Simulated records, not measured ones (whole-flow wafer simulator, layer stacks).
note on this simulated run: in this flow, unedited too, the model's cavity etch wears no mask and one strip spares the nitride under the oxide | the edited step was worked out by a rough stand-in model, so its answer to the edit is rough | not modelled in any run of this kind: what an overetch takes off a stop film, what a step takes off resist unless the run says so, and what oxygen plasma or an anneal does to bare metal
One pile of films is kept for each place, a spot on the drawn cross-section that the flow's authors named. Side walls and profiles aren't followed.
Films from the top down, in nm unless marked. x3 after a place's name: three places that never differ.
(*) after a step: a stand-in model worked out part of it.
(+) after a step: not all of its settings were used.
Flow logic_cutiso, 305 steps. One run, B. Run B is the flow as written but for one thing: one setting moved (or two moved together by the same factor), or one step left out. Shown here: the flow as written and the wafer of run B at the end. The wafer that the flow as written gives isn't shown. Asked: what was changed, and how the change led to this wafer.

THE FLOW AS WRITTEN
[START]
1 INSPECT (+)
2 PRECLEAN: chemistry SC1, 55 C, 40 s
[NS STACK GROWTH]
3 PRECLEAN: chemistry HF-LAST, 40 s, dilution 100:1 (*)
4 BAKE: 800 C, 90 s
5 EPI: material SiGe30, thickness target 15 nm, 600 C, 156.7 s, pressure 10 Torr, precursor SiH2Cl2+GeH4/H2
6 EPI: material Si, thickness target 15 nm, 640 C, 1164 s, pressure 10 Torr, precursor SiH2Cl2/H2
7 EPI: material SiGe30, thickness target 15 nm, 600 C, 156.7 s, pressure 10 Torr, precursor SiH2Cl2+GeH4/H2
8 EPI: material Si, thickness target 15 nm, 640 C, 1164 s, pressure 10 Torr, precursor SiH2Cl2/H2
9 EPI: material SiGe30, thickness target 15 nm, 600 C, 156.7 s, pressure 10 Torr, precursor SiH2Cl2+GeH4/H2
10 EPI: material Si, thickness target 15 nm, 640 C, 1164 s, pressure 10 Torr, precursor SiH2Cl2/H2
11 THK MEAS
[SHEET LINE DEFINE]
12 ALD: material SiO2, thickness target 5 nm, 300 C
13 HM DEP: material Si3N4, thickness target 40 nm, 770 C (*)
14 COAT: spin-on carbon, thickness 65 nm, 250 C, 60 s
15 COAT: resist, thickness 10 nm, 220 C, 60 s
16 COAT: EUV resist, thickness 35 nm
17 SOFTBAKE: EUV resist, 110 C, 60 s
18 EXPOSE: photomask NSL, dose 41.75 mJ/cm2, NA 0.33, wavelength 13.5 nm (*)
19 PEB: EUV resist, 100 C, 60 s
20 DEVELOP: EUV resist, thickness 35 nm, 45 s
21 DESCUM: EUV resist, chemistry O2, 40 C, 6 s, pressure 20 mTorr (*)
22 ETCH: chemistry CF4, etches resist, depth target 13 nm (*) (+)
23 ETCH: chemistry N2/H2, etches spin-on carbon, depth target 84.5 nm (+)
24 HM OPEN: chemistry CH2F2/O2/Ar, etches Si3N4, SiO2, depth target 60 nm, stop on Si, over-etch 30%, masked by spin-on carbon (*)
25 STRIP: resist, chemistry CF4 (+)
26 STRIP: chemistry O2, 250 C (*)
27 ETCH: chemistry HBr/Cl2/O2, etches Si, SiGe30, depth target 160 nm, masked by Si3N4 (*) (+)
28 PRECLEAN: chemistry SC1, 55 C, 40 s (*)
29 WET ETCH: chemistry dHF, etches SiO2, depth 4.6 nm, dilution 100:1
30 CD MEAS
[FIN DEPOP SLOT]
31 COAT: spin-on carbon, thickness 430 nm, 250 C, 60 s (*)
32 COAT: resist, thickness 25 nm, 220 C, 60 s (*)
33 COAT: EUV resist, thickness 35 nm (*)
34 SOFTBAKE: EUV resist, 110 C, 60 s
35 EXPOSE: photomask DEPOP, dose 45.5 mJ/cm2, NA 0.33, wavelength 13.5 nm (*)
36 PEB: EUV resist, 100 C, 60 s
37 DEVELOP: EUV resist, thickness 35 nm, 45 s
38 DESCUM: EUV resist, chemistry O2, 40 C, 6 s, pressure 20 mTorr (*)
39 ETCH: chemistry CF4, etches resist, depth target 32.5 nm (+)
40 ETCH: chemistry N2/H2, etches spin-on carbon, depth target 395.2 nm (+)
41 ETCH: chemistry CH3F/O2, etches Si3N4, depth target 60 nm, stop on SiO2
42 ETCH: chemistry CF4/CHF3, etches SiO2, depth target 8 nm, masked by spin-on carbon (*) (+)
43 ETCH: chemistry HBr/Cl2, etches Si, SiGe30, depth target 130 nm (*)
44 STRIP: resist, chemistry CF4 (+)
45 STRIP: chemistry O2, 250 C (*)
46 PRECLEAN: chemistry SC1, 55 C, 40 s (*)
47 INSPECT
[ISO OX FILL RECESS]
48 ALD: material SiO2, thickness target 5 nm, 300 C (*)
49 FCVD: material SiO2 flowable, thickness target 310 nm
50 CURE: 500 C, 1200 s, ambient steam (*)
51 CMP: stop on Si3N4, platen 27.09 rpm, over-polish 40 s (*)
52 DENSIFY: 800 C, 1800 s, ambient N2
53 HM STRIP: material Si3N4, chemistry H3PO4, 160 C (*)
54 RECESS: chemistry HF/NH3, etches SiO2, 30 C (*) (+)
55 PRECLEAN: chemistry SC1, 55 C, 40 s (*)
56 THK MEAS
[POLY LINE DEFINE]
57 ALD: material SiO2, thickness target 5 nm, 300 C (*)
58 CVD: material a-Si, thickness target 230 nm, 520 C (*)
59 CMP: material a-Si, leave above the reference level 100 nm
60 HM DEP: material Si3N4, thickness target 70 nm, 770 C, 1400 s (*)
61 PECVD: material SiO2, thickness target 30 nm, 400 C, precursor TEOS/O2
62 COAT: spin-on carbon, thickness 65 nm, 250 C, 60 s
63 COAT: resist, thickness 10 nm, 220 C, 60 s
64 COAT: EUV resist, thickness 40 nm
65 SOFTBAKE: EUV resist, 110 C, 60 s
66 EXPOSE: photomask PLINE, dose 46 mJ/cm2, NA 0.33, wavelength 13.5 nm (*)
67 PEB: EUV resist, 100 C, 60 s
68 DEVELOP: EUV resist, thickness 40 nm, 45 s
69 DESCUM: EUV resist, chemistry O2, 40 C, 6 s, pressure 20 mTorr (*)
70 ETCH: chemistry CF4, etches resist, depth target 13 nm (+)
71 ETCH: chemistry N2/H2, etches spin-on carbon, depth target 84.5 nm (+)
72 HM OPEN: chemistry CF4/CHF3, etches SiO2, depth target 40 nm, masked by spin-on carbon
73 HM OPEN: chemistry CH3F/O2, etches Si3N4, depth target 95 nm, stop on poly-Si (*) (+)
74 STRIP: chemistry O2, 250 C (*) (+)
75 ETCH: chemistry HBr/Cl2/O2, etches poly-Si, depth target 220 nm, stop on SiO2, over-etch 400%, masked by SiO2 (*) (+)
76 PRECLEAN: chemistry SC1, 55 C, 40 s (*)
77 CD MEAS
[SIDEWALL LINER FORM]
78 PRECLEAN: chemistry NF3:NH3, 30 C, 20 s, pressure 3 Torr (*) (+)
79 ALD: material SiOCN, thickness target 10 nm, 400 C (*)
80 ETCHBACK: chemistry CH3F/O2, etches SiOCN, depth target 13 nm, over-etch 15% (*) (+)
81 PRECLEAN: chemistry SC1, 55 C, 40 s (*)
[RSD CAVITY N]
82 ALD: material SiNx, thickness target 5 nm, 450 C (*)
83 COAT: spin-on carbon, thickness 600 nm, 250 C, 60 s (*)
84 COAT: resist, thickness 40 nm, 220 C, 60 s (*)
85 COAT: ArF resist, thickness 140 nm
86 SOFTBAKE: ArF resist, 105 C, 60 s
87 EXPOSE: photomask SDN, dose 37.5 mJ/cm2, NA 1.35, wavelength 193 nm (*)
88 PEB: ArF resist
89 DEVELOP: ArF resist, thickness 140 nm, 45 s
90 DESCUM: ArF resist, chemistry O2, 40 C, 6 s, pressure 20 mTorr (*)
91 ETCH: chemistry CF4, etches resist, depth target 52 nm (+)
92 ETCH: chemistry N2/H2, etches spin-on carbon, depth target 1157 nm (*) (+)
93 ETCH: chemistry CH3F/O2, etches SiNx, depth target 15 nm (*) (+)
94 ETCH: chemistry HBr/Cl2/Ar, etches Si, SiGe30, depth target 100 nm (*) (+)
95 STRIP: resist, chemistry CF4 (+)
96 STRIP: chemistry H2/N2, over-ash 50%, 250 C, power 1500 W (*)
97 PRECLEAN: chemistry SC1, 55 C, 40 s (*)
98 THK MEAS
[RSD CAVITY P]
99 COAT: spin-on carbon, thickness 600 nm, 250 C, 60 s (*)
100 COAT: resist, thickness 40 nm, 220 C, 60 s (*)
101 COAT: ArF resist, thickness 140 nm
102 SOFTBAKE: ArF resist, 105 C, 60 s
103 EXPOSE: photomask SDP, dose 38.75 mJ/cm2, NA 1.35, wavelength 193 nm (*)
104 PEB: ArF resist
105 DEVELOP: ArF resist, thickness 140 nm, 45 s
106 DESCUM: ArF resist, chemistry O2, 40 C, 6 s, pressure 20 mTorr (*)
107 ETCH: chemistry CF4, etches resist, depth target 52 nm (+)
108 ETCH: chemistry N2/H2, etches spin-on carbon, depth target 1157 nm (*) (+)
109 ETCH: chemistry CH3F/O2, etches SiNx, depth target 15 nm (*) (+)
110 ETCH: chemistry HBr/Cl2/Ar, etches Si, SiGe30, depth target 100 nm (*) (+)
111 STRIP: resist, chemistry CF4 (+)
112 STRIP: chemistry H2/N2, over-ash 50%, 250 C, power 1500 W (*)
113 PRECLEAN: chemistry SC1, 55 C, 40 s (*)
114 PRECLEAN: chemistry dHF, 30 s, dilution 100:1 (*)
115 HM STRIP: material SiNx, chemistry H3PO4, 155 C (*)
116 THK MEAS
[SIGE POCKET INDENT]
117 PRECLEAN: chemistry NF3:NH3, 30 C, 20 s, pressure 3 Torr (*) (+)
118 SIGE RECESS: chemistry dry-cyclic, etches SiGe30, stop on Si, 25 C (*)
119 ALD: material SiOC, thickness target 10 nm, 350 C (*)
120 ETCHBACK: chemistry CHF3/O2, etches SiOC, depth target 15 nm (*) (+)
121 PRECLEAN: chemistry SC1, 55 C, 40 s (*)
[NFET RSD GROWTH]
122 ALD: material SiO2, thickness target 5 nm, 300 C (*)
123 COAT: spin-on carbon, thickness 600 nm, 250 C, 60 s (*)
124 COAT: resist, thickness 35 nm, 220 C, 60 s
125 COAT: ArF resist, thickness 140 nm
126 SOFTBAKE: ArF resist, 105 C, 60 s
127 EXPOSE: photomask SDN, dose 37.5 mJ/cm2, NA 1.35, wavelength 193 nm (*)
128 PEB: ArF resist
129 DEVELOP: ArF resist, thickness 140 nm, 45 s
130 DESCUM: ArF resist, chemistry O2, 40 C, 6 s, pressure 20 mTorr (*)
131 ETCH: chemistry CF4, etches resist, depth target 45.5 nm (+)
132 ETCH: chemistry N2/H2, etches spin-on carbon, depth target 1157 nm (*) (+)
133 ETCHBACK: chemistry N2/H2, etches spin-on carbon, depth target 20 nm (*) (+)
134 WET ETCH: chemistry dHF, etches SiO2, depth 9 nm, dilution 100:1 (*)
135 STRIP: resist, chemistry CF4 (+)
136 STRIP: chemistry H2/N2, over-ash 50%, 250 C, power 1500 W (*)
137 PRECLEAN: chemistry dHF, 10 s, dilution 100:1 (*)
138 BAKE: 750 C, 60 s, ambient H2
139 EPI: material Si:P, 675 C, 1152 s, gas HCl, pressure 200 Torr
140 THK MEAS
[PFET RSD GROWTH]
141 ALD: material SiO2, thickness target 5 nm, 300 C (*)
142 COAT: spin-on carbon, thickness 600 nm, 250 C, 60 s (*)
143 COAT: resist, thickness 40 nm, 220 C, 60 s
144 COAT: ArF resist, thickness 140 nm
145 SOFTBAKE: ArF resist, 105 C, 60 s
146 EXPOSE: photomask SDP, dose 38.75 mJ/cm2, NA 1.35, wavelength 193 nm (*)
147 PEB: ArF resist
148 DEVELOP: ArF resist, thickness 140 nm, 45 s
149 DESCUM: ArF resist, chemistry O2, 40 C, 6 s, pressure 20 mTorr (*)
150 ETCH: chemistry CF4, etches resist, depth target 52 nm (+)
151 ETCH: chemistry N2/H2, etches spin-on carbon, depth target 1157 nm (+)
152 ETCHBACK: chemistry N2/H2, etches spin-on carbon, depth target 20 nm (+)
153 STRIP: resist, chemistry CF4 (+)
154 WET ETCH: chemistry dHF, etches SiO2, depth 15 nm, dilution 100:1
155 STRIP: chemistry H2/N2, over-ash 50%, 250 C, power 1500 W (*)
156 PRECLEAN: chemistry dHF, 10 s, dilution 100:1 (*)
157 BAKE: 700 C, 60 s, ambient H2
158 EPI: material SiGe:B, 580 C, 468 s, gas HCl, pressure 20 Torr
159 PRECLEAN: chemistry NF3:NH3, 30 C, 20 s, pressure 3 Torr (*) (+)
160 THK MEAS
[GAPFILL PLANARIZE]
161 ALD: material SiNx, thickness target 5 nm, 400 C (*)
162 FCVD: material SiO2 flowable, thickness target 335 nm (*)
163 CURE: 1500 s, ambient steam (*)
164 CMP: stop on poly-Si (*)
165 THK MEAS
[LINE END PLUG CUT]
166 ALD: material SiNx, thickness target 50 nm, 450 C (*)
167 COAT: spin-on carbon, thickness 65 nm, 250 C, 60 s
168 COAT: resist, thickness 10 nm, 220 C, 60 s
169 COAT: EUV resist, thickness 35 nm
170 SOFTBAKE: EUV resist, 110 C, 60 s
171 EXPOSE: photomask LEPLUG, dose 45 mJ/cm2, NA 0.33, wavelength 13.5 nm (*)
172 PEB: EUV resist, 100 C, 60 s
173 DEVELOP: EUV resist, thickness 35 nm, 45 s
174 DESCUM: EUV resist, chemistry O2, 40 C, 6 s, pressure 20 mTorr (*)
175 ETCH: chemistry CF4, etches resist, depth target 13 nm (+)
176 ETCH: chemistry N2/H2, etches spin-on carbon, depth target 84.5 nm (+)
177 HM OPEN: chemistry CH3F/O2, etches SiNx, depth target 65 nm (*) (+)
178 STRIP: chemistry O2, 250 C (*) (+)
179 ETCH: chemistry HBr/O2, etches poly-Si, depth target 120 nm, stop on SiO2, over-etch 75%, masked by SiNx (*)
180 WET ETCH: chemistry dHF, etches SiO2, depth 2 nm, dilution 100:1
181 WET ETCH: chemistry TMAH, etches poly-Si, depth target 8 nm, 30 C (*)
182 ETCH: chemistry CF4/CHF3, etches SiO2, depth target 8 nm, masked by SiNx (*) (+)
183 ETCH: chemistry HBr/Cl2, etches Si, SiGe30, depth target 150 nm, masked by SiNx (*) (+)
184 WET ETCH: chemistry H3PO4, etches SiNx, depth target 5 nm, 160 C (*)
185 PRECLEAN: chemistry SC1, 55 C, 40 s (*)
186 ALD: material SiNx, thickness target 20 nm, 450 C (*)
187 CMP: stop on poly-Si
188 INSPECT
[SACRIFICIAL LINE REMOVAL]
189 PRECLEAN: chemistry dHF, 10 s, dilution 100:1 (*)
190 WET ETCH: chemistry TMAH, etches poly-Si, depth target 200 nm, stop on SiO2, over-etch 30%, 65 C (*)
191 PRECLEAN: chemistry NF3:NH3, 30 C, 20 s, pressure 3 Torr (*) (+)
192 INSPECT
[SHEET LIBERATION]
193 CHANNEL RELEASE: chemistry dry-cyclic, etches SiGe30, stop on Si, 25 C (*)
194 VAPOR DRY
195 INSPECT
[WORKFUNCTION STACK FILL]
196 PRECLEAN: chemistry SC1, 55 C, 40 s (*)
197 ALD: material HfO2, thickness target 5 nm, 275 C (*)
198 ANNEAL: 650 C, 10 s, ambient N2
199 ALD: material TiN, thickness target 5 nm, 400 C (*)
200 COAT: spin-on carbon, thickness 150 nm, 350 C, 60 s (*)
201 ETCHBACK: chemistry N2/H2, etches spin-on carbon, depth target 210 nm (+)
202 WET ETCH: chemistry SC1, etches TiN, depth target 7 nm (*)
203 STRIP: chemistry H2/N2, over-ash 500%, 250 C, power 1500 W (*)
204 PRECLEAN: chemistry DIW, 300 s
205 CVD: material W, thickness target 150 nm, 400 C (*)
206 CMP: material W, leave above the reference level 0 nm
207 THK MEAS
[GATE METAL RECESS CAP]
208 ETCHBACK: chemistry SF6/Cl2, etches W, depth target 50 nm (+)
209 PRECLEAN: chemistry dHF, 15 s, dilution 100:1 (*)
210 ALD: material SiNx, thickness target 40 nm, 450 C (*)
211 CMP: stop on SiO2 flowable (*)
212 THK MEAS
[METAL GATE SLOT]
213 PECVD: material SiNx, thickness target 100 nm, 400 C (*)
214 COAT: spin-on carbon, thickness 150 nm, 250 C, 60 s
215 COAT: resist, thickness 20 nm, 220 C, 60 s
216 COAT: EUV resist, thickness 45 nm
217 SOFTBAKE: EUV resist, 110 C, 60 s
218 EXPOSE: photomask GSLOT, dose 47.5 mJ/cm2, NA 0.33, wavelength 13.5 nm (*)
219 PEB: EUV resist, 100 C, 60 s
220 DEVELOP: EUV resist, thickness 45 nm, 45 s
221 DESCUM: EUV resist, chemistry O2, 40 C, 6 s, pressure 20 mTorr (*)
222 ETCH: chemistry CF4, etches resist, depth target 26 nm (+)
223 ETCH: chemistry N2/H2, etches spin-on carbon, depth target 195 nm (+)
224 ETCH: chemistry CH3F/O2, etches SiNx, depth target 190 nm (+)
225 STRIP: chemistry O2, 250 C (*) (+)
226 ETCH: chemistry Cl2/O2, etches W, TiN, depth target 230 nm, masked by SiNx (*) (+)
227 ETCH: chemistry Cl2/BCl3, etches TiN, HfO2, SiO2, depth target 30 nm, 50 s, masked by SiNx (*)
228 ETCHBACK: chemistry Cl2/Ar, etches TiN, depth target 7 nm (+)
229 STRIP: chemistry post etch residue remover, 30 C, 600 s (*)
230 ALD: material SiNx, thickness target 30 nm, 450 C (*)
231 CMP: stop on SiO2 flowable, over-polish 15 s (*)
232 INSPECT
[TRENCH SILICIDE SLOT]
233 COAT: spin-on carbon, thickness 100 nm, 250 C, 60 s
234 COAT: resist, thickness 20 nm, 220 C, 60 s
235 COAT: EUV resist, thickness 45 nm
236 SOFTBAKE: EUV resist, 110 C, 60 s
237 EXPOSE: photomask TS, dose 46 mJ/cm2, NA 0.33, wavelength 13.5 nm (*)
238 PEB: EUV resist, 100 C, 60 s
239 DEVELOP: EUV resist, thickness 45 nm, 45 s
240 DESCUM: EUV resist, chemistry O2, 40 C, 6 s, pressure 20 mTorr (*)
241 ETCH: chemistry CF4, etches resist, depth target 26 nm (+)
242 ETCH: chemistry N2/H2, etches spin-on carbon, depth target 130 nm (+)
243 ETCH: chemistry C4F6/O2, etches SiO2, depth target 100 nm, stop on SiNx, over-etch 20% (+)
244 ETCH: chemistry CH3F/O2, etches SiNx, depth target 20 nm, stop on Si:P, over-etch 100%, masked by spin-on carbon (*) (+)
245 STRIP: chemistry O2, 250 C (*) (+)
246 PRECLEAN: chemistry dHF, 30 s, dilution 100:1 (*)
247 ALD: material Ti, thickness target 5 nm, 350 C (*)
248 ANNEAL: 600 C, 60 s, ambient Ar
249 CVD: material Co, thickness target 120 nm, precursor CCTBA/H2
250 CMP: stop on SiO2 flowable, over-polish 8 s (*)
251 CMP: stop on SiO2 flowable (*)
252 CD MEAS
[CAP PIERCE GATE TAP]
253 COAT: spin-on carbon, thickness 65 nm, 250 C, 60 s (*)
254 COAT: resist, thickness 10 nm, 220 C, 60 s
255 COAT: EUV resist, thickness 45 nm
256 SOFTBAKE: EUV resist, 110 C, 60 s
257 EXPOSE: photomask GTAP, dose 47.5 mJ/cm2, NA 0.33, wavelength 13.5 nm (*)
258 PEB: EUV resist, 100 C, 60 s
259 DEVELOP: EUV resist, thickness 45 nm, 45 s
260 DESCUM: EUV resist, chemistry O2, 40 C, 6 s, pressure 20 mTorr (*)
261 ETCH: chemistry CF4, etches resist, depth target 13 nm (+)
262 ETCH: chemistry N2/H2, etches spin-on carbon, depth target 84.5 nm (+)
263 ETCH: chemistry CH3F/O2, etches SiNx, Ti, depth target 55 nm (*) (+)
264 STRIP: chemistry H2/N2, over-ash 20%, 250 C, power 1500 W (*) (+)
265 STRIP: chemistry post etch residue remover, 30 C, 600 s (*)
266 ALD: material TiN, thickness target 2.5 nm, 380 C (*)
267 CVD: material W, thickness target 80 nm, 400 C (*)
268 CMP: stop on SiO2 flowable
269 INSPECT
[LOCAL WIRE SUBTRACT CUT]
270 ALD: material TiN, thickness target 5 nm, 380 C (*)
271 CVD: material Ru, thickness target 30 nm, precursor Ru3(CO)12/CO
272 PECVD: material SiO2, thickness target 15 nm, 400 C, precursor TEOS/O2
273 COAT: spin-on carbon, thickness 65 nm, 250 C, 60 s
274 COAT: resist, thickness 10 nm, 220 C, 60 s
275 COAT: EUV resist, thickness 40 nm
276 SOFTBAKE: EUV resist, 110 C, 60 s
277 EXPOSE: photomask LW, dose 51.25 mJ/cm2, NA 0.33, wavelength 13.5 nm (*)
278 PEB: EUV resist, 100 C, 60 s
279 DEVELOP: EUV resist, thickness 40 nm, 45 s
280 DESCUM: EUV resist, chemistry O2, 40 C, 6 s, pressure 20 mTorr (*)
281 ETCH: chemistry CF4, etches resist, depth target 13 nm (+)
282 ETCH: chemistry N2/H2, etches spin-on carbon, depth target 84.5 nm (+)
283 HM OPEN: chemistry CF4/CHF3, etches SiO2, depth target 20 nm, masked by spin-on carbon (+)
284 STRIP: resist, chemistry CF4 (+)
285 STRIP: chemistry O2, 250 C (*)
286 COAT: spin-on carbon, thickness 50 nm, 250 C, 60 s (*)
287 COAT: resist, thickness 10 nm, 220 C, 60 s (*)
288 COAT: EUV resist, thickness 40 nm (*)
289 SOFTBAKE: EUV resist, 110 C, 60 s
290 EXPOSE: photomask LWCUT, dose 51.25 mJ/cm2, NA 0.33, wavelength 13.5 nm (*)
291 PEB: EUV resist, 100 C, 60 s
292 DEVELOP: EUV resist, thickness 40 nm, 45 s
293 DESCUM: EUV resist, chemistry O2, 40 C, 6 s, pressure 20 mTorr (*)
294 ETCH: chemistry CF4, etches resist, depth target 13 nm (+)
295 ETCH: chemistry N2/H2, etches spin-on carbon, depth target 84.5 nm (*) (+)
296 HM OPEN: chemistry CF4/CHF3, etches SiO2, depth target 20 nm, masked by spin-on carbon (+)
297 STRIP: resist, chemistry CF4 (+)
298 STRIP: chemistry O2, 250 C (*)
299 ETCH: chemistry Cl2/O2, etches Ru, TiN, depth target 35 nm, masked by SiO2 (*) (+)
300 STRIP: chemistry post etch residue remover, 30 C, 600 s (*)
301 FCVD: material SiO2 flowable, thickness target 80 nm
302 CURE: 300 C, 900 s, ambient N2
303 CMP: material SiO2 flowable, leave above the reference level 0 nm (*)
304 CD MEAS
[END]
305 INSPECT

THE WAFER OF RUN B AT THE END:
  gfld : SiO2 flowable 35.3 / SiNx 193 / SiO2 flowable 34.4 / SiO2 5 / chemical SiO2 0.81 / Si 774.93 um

The cause: step 227, ETCH: depth target 34.5 nm was run, where the flow has depth target 30 nm.

How the change led to this, step by step:
  227 ETCH: chemistry Cl2/BCl3, etches TiN, HfO2, SiO2, depth target 30 nm, 50 s, masked by SiNx (*)
      gfld: HfO2 -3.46 (all of it), SiO2 flowable -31 (as written it would be: HfO2 -3.46 (all of it), SiO2 flowable -26.5)
